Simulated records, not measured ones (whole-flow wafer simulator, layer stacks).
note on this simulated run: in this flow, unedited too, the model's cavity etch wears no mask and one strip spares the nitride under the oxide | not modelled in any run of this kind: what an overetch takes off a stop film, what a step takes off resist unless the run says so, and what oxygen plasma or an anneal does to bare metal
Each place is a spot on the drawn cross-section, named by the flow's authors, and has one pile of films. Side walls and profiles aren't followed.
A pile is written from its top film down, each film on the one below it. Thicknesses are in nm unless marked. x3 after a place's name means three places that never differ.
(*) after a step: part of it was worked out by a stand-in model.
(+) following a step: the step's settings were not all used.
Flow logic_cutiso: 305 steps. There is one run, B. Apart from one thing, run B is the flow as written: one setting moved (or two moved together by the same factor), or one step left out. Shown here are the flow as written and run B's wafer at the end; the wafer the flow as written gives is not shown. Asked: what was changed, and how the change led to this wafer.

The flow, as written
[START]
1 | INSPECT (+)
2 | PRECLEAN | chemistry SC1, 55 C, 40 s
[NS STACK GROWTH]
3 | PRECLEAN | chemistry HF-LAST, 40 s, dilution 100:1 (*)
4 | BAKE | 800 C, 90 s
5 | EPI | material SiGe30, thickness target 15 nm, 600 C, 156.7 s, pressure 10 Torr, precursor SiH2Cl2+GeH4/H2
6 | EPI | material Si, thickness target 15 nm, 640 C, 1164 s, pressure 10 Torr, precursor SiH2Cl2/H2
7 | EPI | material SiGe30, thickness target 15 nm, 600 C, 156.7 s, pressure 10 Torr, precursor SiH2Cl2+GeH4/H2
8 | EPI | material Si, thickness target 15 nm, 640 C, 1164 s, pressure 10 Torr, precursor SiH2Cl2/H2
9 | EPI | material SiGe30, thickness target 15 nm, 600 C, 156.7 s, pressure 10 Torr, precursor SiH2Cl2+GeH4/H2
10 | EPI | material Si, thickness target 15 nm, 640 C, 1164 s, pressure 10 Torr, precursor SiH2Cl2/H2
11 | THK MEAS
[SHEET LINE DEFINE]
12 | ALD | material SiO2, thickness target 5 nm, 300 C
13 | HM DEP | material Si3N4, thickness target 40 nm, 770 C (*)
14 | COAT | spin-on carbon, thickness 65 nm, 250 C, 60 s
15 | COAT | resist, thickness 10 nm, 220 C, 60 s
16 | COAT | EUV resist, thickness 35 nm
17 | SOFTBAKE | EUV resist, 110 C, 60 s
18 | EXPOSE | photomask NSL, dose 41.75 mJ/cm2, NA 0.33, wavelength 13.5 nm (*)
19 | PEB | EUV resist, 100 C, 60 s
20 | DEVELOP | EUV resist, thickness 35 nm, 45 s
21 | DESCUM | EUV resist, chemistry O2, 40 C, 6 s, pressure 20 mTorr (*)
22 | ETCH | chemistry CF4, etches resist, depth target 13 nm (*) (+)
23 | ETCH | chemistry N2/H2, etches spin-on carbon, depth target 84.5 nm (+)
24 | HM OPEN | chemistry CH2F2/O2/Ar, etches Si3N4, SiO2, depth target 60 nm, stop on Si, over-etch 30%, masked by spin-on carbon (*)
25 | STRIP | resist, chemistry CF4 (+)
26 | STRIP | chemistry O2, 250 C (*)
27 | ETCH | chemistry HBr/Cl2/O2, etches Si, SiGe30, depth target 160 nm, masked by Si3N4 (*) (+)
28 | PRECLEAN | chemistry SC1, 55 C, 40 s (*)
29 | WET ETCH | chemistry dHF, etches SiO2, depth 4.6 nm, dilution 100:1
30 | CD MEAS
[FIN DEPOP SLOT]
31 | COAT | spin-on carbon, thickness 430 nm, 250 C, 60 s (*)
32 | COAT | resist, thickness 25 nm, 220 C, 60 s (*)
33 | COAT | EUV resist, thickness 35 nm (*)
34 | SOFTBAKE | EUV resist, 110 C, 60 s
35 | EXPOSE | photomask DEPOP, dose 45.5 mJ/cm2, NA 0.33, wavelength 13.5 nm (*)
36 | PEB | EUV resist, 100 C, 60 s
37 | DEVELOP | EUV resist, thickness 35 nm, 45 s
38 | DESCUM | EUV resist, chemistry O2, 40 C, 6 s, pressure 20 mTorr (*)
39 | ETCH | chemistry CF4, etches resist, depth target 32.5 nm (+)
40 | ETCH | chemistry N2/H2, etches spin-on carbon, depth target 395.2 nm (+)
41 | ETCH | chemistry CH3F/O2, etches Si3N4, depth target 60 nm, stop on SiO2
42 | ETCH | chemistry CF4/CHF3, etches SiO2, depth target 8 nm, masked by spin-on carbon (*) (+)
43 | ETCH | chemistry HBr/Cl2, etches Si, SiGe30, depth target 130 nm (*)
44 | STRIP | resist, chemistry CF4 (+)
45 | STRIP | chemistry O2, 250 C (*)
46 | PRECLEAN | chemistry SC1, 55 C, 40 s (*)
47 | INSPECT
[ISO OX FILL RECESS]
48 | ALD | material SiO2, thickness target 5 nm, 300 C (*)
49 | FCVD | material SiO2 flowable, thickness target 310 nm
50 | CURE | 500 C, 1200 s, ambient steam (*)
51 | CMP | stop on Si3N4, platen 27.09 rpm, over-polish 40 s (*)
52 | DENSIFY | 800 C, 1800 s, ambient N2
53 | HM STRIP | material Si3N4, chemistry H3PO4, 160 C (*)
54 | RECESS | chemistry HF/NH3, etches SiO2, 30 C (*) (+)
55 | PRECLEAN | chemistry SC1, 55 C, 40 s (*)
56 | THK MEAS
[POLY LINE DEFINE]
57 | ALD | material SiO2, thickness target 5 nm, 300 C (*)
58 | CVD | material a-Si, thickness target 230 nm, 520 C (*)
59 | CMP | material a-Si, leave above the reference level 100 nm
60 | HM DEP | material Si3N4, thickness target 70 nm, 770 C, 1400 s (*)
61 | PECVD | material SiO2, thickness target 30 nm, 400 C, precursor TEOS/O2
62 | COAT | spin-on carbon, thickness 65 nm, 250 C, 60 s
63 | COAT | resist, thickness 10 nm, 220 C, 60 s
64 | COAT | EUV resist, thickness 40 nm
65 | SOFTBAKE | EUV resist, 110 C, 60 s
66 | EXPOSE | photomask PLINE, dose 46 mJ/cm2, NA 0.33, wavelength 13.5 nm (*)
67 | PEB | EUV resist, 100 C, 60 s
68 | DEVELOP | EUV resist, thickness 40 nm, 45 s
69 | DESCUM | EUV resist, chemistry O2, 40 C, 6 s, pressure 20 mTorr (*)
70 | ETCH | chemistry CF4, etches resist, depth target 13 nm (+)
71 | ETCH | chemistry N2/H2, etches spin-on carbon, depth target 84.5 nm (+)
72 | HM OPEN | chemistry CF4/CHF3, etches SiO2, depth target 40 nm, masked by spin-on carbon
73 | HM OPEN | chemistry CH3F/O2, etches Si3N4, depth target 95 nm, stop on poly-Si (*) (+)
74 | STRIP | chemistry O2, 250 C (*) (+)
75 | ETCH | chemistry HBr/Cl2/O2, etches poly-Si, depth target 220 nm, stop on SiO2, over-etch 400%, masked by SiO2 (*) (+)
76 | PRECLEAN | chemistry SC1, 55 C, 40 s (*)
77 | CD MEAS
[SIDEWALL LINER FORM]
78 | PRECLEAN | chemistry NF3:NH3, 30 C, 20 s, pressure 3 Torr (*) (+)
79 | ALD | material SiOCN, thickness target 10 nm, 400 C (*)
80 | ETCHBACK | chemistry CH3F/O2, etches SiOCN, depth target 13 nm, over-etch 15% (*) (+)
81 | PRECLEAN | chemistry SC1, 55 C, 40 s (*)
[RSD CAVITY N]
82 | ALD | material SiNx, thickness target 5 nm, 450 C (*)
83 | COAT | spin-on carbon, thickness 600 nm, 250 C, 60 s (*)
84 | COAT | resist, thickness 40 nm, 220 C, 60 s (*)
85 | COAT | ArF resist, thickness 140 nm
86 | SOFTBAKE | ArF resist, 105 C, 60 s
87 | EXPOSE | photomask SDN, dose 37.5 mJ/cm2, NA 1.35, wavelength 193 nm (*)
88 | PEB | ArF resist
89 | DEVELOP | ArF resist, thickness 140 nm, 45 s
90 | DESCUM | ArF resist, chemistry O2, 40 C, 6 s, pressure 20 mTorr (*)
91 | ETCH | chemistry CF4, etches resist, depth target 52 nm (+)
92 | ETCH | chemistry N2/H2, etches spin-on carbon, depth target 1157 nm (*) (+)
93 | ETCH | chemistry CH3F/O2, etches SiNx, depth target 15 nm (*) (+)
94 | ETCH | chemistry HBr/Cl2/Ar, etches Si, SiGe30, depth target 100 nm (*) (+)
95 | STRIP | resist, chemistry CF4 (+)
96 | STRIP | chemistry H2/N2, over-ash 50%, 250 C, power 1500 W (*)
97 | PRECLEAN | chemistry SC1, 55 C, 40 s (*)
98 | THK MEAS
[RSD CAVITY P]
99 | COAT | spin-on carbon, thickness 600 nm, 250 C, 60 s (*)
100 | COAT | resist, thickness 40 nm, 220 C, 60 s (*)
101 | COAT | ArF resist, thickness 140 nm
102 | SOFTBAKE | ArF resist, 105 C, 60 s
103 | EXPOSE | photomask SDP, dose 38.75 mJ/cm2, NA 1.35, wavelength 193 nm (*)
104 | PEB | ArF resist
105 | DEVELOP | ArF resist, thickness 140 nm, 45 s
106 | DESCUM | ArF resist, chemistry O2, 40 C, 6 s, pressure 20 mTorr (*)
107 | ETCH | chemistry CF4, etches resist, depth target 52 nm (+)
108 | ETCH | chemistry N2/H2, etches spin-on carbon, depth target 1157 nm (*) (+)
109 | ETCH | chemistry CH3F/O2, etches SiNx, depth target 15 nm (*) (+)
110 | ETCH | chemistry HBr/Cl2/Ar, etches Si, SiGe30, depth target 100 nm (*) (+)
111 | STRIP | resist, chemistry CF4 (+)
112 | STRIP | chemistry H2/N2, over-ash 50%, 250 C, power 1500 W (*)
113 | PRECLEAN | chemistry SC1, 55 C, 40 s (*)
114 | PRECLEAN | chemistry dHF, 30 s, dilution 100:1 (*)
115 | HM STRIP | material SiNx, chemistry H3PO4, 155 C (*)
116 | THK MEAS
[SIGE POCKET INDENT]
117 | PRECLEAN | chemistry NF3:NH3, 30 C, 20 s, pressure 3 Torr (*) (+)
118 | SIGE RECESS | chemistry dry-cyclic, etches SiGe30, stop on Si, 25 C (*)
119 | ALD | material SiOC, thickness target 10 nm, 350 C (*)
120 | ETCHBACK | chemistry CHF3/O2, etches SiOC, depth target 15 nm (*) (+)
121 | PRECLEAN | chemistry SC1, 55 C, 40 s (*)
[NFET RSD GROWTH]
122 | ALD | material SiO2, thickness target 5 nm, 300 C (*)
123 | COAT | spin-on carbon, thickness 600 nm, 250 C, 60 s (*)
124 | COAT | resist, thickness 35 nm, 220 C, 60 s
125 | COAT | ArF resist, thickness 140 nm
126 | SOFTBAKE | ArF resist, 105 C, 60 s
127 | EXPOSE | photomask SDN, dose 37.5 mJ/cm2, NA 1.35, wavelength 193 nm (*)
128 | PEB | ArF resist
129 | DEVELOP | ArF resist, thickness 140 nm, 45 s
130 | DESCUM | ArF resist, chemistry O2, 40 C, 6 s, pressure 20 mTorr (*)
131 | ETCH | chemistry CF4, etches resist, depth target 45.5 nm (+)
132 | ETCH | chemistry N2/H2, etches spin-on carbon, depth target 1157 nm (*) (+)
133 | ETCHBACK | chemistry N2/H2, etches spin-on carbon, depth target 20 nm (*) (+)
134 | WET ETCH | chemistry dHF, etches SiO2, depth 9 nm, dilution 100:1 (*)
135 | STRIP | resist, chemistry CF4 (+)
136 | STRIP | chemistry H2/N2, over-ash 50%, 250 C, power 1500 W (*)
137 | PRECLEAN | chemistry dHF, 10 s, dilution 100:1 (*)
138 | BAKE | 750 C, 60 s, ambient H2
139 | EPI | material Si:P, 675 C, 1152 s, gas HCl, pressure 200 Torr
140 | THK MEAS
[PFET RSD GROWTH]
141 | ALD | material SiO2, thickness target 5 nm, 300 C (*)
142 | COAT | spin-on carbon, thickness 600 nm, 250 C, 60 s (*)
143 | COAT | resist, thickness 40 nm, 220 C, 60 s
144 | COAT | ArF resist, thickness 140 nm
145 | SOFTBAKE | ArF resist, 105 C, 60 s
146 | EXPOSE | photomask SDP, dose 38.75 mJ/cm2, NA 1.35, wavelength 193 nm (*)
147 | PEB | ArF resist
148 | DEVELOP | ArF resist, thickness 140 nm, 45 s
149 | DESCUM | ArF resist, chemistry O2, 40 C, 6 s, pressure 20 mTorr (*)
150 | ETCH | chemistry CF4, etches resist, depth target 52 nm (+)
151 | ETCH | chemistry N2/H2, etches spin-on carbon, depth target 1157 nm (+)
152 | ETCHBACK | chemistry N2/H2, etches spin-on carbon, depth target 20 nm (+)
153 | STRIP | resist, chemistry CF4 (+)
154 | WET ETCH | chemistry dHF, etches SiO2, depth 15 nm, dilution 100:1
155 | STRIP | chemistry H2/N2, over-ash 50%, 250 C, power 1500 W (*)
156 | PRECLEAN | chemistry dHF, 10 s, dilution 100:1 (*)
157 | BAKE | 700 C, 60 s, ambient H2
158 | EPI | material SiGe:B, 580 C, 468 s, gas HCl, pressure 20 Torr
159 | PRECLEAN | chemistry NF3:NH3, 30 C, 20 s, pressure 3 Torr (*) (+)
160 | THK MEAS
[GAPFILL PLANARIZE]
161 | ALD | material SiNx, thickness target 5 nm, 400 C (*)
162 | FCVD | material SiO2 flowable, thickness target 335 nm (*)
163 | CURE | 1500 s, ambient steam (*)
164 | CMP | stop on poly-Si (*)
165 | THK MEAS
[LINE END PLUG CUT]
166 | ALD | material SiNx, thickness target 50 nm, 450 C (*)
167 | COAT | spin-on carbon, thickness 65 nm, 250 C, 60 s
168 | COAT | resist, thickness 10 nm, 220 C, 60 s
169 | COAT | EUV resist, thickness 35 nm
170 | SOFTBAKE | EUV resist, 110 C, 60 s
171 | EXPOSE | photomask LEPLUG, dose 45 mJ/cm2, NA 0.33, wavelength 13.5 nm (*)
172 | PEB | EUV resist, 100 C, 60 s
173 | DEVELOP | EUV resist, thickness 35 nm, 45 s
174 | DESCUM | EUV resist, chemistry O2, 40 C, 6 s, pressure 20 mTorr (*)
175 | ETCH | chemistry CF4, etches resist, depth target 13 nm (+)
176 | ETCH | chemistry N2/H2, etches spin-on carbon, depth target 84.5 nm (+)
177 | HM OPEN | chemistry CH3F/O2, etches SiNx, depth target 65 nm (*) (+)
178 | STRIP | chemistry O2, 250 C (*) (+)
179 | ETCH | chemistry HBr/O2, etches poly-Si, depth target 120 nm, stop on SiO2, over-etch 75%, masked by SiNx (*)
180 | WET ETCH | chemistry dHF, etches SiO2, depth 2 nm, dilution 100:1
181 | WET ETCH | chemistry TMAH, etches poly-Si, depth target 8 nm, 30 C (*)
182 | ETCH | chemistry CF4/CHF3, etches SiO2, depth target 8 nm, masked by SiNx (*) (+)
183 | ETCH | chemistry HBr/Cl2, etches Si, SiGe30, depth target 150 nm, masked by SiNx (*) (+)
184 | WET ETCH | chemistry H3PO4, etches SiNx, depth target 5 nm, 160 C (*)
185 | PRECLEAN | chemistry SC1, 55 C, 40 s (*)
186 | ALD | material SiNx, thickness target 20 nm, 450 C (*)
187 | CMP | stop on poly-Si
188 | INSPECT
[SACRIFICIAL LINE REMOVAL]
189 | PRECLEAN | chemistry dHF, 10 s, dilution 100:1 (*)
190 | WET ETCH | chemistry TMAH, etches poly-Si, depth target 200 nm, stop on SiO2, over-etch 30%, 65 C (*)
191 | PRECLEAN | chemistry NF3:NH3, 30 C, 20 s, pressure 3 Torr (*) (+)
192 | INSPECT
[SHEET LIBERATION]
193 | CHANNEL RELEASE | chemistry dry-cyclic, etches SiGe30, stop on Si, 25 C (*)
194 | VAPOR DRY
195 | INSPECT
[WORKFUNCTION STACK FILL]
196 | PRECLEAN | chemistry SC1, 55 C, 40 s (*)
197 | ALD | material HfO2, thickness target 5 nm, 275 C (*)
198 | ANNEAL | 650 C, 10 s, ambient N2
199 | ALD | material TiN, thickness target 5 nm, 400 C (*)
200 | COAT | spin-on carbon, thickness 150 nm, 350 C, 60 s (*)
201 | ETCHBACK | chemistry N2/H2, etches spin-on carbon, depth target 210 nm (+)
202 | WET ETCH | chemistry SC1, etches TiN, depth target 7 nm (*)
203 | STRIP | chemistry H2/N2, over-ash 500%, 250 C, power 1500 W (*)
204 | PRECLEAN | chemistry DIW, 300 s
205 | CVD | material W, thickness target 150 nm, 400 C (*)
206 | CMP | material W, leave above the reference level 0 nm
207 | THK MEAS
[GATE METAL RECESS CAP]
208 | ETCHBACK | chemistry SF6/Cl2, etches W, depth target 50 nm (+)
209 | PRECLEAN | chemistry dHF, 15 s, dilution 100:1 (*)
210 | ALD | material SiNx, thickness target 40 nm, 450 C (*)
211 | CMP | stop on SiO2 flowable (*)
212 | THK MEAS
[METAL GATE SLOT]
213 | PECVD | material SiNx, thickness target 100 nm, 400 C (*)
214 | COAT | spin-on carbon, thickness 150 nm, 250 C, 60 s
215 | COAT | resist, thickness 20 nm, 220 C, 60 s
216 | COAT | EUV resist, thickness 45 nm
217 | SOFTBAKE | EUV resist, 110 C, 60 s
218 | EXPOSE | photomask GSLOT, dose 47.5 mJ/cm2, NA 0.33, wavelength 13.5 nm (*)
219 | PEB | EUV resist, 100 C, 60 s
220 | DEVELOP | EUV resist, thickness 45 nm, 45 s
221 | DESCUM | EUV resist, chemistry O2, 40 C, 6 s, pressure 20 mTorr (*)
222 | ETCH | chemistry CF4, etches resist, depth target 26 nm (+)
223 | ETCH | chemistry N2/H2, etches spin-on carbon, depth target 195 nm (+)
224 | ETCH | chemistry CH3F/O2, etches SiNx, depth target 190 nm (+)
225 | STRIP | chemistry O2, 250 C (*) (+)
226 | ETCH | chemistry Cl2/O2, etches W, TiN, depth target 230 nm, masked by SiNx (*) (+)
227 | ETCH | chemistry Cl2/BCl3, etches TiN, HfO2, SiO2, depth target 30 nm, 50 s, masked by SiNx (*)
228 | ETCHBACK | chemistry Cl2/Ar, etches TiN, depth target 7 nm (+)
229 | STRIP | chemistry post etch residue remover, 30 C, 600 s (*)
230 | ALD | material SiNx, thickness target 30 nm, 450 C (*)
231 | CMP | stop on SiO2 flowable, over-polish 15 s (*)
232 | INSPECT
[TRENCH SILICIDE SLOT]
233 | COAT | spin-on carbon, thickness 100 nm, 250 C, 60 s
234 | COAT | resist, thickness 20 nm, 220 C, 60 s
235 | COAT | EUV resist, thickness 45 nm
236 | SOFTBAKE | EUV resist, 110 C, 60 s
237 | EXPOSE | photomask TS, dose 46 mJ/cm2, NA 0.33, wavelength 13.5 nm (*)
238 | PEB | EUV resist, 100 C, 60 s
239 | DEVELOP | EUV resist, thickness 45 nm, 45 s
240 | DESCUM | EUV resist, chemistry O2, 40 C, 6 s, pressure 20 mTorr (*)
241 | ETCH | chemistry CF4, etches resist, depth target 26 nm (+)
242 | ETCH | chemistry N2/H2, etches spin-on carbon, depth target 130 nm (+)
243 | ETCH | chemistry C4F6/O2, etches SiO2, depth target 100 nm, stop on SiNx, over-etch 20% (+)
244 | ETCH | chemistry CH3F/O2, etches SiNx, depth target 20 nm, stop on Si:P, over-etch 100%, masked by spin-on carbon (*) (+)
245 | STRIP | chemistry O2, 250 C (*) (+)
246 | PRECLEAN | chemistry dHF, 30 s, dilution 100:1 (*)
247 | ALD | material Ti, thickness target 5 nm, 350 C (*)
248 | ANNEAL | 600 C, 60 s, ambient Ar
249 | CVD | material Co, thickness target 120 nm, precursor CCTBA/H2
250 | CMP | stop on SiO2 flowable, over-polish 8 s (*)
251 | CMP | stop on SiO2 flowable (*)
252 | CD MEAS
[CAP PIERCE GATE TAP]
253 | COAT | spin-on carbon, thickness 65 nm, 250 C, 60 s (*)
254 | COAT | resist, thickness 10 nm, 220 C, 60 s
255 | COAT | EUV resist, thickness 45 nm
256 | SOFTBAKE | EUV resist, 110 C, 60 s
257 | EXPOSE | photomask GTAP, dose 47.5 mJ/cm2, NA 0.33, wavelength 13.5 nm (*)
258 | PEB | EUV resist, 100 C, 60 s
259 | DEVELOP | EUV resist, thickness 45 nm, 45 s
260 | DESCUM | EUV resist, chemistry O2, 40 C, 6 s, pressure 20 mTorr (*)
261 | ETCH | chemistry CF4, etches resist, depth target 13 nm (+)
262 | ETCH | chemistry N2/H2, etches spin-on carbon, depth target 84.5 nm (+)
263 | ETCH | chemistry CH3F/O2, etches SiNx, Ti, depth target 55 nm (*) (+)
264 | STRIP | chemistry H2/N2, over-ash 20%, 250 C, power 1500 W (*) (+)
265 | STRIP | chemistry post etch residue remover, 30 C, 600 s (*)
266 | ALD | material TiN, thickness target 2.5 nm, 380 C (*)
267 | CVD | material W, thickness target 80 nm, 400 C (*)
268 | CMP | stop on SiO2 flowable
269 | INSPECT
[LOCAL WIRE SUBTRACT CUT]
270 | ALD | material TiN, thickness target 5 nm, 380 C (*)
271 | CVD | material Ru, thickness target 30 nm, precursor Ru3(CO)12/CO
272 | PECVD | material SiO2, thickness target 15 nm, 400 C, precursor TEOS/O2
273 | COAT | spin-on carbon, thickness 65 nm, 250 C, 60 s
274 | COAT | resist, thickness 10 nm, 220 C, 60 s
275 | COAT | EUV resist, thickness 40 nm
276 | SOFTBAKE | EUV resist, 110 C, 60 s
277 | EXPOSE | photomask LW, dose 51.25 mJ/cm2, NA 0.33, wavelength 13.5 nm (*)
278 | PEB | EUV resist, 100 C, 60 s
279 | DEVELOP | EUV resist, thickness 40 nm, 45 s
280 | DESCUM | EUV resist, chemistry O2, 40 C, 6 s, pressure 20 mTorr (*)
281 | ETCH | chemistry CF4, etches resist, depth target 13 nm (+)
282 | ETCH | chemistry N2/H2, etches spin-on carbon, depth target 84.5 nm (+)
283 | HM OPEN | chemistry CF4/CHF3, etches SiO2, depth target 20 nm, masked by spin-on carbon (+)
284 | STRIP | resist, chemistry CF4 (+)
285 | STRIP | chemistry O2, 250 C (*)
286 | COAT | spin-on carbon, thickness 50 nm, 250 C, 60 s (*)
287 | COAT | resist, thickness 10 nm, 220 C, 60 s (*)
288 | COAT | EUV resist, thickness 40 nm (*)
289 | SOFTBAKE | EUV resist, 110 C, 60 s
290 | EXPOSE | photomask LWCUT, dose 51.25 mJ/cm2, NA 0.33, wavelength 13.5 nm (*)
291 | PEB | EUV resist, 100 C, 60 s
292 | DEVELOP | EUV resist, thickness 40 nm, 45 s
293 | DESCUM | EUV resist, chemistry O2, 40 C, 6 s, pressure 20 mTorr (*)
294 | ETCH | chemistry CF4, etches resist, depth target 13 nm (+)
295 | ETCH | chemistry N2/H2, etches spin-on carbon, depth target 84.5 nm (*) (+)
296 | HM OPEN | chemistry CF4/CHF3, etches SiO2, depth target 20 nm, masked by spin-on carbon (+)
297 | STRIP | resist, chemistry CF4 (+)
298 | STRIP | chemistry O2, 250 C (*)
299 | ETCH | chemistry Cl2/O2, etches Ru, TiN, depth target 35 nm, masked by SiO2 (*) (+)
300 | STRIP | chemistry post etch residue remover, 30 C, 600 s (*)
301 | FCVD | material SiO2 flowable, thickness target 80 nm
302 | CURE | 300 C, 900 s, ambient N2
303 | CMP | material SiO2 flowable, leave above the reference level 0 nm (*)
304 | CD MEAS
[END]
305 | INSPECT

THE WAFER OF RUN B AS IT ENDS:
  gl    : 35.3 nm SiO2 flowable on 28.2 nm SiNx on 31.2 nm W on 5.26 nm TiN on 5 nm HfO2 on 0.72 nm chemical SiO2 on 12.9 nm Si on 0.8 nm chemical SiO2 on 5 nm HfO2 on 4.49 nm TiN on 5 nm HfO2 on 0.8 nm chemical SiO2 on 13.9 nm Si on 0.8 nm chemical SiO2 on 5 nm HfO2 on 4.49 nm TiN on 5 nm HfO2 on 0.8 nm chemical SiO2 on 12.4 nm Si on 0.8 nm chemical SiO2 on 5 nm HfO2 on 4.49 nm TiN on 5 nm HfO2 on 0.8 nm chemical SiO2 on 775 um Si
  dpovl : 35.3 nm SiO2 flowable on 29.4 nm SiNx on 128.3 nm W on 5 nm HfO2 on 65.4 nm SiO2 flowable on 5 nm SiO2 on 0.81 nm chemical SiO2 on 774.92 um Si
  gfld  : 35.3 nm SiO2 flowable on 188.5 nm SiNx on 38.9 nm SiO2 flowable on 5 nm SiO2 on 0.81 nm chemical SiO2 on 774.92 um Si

Cause: step 6, EPI: thickness target 13.5 nm was run, though the flow has thickness target 15 nm; step 6, EPI: 1048 s was run, where the flow has 1164 s.

How this came from the change, step by step:
  6 | EPI | material Si, thickness target 15 nm, 640 C, 1164 s, pressure 10 Torr, precursor SiH2Cl2/H2
      depop, dpovl, gfld and 19 more: +13.5 Si (new film) (in the flow as written it would be: +15 Si (new film))
  27 | ETCH | chemistry HBr/Cl2/O2, etches Si, SiGe30, depth target 160 nm, masked by Si3N4 (*) (+)
      gfld, gxf, iso, lnri: -0.79 chemical SiO2 (all of it), -11.4 Si (all of it), -15 SiGe30 (all of it), -15 Si (all of it), -15 SiGe30 (all of it), -13.5 Si (all of it), -15 SiGe30 (all of it), -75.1 Si (in the flow as written it would be: -0.79 chemical SiO2 (all of it), -11.4 Si (all of it), -15 SiGe30 (all of it), -15 Si (all of it), -15 SiGe30 (all of it), -15 Si (all of it), -15 SiGe30 (all of it), -73.6 Si)
      dpovl, nsgap: -0.79 chemical SiO2 (all of it), -11.8 Si (all of it), -15 SiGe30 (all of it), -15 Si (all of it), -15 SiGe30 (all of it), -13.5 Si (all of it), -15 SiGe30 (all of it), -74.7 Si (in the flow as written it would be: -0.79 chemical SiO2 (all of it), -11.8 Si (all of it), -15 SiGe30 (all of it), -15 Si (all of it), -15 SiGe30 (all of it), -15 Si (all of it), -15 SiGe30 (all of it), -73.2 Si)
      (also at 1 further place)
  43 | ETCH | chemistry HBr/Cl2, etches Si, SiGe30, depth target 130 nm (*)
      depop: -14 Si (all of it), -15 SiGe30 (all of it), -15 Si (all of it), -15 SiGe30 (all of it), -13.5 Si (all of it), -15 SiGe30 (all of it), -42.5 Si (in the flow as written it would be: -14 Si (all of it), -15 SiGe30 (all of it), -15 Si (all of it), -15 SiGe30 (all of it), -15 Si (all of it), -15 SiGe30 (all of it), -41 Si)
  94 | ETCH | chemistry HBr/Cl2/Ar, etches Si, SiGe30, depth target 100 nm (*) (+)
      rsdn, rsdx: -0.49 chemical SiO2 (all of it), -12.8 Si (all of it), -15 SiGe30 (all of it), -15 Si (all of it), -15 SiGe30 (all of it), -13.5 Si (all of it), -15 SiGe30 (all of it), -13.7 Si (in the flow as written it would be: -0.49 chemical SiO2 (all of it), -12.8 Si (all of it), -15 SiGe30 (all of it), -15 Si (all of it), -15 SiGe30 (all of it), -15 Si (all of it), -15 SiGe30 (all of it), -12.2 Si)
  110 | ETCH | chemistry HBr/Cl2/Ar, etches Si, SiGe30, depth target 100 nm (*) (+)
      rsdp, rsdw: -0.49 chemical SiO2 (all of it), -12.8 Si (all of it), -15 SiGe30 (all of it), -15 Si (all of it), -15 SiGe30 (all of it), -13.5 Si (all of it), -15 SiGe30 (all of it), -13.7 Si (in the flow as written it would be: -0.49 chemical SiO2 (all of it), -12.8 Si (all of it), -15 SiGe30 (all of it), -15 Si (all of it), -15 SiGe30 (all of it), -15 Si (all of it), -15 SiGe30 (all of it), -12.2 Si)
  183 | ETCH | chemistry HBr/Cl2, etches Si, SiGe30, depth target 150 nm, masked by SiNx (*) (+)
      plug: -13.6 Si (all of it), -15 SiGe30 (all of it), -15 Si (all of it), -15 SiGe30 (all of it), -13.5 Si (all of it), -15 SiGe30 (all of it), -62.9 Si (in the flow as written it would be: -13.6 Si (all of it), -15 SiGe30 (all of it), -15 Si (all of it), -15 SiGe30 (all of it), -15 Si (all of it), -15 SiGe30 (all of it), -61.4 Si)
